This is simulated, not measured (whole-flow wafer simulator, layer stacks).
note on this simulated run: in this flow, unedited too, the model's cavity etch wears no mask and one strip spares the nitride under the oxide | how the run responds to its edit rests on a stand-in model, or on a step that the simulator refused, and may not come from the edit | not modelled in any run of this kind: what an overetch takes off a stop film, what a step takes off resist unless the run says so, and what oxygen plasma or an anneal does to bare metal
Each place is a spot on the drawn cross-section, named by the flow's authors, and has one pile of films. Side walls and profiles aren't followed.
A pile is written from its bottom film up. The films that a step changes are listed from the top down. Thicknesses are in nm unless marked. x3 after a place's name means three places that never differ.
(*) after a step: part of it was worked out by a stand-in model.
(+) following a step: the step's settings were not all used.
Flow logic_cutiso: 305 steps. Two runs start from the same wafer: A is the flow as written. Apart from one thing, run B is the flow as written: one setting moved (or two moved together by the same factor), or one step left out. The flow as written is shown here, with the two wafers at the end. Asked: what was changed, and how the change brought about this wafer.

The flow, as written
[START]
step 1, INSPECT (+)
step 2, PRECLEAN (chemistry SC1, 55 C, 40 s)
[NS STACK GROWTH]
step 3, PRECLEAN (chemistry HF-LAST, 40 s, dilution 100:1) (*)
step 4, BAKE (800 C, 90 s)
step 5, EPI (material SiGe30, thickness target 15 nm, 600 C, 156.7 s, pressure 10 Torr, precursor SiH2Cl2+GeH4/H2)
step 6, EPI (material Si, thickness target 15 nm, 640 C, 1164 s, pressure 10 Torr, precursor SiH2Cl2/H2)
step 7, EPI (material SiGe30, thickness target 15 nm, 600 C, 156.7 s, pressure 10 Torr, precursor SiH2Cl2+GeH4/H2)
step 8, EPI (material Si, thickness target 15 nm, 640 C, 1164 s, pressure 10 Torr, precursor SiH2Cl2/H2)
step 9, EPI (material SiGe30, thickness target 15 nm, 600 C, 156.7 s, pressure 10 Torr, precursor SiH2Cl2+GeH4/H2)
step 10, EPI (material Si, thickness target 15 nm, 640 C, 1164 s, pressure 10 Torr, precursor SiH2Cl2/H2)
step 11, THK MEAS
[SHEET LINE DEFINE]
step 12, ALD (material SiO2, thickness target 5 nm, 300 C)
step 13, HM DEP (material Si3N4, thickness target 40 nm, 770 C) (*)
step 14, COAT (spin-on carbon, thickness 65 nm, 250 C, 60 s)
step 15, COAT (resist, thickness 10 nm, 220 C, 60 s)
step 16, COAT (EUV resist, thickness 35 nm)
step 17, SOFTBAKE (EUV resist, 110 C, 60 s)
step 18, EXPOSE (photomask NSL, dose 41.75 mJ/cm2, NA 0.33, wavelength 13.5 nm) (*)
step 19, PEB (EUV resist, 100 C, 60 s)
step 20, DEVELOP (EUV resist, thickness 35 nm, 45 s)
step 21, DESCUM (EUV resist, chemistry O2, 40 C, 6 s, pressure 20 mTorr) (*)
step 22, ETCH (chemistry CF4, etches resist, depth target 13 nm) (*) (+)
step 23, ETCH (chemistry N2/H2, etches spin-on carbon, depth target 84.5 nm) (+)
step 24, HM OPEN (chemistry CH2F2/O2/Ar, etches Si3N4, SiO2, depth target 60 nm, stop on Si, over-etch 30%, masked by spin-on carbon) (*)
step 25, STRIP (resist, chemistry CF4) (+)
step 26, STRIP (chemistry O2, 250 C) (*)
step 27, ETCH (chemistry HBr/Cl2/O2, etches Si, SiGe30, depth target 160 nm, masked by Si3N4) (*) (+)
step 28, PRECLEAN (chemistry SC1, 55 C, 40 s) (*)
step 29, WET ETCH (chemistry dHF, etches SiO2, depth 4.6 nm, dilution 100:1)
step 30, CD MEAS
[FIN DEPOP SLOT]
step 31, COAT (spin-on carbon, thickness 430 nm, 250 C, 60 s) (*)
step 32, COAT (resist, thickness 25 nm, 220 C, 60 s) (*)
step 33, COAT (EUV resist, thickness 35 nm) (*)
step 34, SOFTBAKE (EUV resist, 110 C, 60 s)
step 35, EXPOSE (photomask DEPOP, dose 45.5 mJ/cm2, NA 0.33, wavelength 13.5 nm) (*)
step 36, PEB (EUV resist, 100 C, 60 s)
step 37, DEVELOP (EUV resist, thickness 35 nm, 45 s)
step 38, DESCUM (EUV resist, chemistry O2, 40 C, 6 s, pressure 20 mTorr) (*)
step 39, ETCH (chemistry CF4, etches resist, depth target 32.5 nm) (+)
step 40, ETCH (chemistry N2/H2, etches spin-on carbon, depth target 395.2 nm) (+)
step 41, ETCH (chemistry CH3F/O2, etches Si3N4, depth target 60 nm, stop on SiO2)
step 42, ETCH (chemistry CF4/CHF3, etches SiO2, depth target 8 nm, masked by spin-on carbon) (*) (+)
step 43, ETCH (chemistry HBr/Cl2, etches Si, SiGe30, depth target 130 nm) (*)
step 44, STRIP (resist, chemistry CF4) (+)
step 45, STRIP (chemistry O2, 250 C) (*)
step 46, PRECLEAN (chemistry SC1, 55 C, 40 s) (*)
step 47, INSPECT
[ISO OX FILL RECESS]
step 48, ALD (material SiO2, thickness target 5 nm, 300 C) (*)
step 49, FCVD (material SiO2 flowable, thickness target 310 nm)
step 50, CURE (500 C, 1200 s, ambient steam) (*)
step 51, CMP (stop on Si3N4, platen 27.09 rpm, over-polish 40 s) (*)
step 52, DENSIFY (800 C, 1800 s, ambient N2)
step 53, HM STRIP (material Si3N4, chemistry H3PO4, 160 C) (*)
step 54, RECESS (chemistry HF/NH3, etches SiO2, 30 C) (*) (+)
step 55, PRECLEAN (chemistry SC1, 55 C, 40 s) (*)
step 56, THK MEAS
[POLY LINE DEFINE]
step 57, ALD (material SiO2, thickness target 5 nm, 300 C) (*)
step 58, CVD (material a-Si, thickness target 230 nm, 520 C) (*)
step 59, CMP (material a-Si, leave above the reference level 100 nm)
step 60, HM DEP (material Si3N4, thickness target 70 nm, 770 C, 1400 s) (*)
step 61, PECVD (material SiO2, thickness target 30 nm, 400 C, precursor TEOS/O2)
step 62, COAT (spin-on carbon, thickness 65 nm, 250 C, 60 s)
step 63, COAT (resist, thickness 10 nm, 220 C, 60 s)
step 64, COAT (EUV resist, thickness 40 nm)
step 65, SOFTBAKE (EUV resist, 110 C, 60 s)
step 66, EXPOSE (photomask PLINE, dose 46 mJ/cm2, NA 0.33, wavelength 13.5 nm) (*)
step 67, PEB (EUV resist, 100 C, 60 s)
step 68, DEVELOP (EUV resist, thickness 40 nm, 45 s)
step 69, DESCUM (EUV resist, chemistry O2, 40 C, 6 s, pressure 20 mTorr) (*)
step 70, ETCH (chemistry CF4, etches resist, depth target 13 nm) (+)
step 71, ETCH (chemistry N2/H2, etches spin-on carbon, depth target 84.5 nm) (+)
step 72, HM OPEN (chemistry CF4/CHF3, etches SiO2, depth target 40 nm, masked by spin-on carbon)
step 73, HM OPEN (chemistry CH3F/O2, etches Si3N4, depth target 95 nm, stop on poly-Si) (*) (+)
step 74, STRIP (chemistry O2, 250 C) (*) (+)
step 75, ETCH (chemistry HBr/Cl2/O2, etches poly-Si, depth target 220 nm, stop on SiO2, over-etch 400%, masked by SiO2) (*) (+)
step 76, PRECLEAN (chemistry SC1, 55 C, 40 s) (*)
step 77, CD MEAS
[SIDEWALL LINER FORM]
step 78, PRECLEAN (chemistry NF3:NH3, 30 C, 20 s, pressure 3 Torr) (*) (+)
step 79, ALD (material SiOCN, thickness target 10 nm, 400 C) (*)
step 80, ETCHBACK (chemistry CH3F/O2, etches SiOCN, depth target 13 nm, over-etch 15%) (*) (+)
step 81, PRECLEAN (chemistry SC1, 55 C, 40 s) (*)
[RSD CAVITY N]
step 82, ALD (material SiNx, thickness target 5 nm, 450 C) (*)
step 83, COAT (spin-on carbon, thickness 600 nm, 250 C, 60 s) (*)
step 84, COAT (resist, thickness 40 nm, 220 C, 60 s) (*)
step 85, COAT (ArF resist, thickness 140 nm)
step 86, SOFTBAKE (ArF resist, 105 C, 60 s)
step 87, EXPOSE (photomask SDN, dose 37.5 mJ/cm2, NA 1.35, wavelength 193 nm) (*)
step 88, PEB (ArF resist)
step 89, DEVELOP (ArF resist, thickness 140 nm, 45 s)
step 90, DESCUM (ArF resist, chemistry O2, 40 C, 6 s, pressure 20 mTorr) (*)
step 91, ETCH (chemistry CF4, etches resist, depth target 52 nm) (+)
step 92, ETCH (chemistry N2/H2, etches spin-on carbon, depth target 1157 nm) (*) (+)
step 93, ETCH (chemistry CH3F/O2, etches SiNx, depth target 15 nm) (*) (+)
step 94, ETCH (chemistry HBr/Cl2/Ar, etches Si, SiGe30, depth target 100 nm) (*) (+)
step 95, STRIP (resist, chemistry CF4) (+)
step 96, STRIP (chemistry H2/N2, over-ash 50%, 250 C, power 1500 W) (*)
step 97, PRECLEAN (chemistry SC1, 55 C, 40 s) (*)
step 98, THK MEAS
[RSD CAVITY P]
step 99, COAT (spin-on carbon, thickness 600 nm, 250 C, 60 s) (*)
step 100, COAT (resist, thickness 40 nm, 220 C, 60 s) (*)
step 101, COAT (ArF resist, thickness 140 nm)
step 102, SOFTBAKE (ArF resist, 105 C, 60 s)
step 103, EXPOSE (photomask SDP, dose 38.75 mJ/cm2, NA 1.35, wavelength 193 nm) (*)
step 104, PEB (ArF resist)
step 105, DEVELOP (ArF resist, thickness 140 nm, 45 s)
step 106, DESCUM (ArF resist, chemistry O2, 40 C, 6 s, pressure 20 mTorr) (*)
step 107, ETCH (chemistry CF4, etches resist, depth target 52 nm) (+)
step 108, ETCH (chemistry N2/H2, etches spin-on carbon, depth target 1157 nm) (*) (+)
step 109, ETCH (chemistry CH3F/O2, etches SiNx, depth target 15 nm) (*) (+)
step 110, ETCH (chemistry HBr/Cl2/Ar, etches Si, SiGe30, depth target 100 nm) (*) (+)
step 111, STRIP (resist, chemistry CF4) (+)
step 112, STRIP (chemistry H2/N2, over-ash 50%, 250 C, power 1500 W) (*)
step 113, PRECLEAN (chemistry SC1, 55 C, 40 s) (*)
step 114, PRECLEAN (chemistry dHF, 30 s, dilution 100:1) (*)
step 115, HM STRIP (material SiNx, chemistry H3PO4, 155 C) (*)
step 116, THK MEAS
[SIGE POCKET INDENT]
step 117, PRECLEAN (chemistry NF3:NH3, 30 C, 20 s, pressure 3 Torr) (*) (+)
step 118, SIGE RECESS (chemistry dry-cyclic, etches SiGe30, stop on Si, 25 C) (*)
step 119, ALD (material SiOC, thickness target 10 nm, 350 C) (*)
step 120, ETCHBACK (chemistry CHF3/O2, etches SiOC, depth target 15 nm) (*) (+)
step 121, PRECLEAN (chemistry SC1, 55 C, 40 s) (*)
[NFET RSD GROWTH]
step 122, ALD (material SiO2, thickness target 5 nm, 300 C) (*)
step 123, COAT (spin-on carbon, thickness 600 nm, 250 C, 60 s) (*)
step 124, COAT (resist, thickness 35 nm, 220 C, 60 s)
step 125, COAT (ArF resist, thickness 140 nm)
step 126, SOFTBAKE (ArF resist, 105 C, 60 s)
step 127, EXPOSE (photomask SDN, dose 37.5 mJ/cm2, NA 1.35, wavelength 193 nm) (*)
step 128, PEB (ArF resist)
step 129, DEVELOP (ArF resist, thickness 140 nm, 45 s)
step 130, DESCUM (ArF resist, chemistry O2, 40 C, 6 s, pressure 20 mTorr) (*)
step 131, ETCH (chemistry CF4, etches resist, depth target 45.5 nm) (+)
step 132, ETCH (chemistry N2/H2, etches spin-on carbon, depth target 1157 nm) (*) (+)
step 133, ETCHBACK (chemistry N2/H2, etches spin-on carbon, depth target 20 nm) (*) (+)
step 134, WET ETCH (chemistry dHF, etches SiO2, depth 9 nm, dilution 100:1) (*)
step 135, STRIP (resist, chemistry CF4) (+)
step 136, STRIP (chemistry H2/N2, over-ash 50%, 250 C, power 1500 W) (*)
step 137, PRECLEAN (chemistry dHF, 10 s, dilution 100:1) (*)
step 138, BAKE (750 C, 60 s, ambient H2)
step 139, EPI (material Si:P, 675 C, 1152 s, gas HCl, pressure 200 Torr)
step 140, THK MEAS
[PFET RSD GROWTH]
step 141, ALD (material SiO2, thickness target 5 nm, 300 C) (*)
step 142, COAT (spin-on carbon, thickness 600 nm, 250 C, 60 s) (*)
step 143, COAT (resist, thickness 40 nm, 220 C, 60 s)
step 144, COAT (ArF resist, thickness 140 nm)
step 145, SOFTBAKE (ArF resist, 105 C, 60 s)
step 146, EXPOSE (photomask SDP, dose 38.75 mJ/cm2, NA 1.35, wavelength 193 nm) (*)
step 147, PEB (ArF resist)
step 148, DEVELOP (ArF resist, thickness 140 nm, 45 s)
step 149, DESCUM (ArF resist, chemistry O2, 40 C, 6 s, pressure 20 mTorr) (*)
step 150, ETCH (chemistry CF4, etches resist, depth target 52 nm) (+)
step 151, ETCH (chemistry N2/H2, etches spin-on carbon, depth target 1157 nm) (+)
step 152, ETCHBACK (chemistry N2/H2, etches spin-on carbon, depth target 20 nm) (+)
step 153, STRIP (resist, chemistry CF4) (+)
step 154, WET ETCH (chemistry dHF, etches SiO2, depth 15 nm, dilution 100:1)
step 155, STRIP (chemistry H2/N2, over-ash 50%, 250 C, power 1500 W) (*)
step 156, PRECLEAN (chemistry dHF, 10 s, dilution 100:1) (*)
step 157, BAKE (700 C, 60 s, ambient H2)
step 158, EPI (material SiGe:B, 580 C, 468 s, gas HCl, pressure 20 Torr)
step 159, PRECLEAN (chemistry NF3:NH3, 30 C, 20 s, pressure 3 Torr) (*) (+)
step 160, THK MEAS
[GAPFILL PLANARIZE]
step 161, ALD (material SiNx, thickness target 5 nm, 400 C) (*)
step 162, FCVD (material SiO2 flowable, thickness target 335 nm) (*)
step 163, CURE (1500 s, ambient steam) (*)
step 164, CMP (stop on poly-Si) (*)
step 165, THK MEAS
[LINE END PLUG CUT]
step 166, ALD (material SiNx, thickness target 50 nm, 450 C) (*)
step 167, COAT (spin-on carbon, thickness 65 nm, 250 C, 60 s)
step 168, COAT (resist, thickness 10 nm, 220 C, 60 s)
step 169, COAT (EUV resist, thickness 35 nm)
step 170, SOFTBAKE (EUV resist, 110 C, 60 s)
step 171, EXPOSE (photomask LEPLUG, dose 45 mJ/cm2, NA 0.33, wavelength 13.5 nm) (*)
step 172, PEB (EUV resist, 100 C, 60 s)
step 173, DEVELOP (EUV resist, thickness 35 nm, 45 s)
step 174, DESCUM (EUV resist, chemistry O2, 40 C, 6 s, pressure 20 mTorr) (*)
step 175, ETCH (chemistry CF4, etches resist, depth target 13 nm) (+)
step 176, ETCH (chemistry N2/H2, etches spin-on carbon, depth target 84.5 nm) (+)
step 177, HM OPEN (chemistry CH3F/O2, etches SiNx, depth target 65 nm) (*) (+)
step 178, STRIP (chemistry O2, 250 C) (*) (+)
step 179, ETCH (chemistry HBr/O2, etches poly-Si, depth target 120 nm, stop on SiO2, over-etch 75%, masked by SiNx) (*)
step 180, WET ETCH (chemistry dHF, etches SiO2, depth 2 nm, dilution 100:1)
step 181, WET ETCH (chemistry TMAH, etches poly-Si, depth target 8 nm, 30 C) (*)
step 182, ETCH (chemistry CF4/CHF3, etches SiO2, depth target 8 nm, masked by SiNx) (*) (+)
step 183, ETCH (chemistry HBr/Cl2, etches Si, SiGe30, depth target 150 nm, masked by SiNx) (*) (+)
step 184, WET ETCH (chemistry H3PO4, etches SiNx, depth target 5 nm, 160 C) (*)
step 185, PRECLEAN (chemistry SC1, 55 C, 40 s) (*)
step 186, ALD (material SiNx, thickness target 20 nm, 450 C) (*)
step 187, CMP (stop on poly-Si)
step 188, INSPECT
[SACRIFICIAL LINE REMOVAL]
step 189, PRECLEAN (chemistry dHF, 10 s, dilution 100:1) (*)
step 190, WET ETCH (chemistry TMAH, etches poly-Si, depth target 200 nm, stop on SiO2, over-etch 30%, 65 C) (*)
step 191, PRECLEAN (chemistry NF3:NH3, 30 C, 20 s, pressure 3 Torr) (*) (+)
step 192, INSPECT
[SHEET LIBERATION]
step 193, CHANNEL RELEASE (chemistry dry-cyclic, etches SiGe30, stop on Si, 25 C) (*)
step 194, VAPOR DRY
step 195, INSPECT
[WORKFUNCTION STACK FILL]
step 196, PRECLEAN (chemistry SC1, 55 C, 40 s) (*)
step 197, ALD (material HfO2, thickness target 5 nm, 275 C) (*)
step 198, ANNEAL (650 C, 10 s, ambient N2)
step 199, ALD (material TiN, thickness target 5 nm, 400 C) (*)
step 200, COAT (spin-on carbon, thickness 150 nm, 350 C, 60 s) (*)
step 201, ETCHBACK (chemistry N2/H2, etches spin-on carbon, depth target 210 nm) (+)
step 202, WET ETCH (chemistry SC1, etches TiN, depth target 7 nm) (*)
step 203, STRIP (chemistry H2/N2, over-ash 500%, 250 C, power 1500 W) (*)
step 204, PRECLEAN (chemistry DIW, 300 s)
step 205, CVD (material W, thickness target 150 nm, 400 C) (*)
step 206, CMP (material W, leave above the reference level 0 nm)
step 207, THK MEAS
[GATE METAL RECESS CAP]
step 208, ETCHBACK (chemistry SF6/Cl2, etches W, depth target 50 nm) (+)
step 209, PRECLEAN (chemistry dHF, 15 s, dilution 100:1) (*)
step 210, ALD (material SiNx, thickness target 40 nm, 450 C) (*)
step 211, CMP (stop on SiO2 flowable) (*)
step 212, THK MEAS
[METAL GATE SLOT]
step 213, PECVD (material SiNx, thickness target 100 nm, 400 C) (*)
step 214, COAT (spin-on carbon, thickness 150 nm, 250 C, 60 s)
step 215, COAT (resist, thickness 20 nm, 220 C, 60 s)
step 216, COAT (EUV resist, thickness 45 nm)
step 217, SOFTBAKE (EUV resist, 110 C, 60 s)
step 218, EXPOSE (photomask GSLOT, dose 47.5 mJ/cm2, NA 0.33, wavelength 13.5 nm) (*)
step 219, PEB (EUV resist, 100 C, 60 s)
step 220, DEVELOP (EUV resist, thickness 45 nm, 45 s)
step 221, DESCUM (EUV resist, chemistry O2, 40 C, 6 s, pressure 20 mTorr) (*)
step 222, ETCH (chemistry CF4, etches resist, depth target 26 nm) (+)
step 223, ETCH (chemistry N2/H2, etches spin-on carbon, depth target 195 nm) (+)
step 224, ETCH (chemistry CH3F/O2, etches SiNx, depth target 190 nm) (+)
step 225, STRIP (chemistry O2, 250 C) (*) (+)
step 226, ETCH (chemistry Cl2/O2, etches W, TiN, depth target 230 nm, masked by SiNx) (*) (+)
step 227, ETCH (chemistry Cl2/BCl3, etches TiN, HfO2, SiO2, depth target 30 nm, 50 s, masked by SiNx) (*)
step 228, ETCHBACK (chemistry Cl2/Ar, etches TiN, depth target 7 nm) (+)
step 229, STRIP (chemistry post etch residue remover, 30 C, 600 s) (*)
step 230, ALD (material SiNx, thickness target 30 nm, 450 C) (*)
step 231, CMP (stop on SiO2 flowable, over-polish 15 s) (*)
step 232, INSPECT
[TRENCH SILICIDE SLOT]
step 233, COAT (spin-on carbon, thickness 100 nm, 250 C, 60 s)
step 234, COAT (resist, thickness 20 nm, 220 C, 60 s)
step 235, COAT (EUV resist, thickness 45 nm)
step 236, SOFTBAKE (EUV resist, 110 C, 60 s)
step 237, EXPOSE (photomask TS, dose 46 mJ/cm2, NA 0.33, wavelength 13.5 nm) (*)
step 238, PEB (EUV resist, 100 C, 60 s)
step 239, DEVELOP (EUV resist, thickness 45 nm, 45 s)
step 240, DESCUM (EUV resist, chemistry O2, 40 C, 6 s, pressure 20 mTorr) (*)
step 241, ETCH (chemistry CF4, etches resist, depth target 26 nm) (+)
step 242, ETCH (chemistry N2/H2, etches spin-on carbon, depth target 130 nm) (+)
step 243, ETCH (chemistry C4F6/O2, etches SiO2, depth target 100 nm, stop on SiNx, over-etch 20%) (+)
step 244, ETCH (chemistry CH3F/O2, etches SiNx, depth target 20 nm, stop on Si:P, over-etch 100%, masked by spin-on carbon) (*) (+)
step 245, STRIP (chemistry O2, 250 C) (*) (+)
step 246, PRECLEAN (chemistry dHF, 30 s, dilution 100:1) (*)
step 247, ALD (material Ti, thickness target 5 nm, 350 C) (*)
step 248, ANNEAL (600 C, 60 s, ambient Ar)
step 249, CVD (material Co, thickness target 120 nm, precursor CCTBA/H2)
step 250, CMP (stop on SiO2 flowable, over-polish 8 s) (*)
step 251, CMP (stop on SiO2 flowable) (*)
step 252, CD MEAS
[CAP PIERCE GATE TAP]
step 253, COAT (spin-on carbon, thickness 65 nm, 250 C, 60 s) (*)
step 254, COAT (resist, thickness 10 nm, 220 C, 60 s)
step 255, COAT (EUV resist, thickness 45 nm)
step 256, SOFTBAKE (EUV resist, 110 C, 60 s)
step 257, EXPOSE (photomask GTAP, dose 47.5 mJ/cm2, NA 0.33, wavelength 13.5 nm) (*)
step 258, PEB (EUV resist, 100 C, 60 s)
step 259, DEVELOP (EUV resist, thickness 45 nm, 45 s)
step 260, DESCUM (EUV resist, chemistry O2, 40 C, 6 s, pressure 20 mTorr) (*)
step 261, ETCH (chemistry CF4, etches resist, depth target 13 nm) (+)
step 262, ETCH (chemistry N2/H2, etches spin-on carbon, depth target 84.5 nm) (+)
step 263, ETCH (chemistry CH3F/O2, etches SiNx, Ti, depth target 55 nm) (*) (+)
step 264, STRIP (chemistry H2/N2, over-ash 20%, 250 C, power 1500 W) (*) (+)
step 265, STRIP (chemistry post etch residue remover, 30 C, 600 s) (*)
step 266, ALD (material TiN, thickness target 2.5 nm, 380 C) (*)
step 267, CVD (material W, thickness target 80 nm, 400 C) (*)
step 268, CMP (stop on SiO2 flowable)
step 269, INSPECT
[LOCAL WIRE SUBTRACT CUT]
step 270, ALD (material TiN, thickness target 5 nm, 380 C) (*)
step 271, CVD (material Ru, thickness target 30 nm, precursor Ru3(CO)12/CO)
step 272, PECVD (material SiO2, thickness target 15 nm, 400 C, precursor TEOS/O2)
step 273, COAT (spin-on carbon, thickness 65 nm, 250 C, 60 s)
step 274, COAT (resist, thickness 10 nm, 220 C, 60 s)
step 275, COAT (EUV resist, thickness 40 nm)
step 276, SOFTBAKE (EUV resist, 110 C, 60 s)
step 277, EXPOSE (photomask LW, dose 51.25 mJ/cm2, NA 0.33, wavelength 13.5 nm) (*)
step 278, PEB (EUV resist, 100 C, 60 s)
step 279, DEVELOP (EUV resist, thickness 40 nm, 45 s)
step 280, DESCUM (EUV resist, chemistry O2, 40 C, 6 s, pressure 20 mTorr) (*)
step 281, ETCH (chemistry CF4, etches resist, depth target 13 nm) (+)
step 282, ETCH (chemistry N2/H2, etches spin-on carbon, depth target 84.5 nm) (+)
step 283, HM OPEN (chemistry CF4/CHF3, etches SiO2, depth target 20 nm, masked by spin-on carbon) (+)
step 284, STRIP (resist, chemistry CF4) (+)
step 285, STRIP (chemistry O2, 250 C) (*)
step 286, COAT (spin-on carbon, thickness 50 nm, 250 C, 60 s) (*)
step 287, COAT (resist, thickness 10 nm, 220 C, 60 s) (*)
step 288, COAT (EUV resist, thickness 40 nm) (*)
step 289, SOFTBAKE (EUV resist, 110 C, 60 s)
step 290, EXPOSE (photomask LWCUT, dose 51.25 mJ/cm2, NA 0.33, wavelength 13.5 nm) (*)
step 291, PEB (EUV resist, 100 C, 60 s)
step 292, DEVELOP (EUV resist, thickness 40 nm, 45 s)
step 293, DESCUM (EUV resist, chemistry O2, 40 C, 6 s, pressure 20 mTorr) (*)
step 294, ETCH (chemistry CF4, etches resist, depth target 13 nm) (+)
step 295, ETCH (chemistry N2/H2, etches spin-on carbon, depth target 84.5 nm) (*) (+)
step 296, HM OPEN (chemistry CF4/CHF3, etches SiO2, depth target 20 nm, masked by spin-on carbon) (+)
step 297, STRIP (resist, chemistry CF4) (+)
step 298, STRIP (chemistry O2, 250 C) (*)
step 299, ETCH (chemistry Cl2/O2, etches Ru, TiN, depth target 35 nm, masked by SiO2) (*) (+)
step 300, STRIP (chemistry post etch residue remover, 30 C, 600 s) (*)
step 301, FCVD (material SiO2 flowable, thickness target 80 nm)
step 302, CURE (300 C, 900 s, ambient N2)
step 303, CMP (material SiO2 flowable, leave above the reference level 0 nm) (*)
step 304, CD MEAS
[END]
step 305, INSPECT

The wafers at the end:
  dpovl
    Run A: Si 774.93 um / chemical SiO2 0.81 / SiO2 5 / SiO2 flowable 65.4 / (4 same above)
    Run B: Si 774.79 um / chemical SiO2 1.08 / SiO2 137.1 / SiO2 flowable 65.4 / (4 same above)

Cause: step 40, ETCH: depth target 543.4 nm was run, whereas the flow has depth target 395.2 nm.

How this came from the change, step by step:
  step 40, ETCH (chemistry N2/H2, etches spin-on carbon, depth target 395.2 nm) (+)
      dpovl: A spin-on carbon loses 395.2 | B spin-on carbon loses 499.9 (all of it)
      gfld, gl, glp and 17 more: A EUV resist loses 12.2 (all of it), resist loses 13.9 | B EUV resist loses 12.2 (all of it), resist loses 17.6
      (also at 1 further place)
  step 41, ETCH (chemistry CH3F/O2, etches Si3N4, depth target 60 nm, stop on SiO2)
      dpovl: A spin-on carbon loses 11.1 | B Si loses 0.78
      depop: A Si3N4 loses 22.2 (all of it), SiO2 loses 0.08 | B Si3N4 loses 21.1 (all of it), SiO2 loses 0.08
  step 42, ETCH (chemistry CF4/CHF3, etches SiO2, depth target 8 nm, masked by spin-on carbon) (*) (+)
      dpovl: A spin-on carbon loses 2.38 | B Si loses 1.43
      gfld: A resist loses 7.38 | B resist loses 4.21 (all of it), spin-on carbon loses 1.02
      (also at 19 further places)
  step 43, ETCH (chemistry HBr/Cl2, etches Si, SiGe30, depth target 130 nm) (*)
      dpovl: A spin-on carbon loses 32 | B Si loses 130
  step 45, STRIP (chemistry O2, 250 C) (*)
      dpovl: A chemical SiO2 gains 0.82 (new film), spin-on carbon loses 59.3 (all of it), Si loses 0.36 | B chemical SiO2 gains 1.13 (new film), Si loses 0.5
  step 48, ALD (material SiO2, thickness target 5 nm, 300 C) (*)
      dpovl: A SiO2 gains 5 (new film) | B SiO2 gains 137.1 (new film)
  step 52, DENSIFY (800 C, 1800 s, ambient N2)
      nsgap: A SiO2 flowable loses 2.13 | B SiO2 flowable loses 2.84
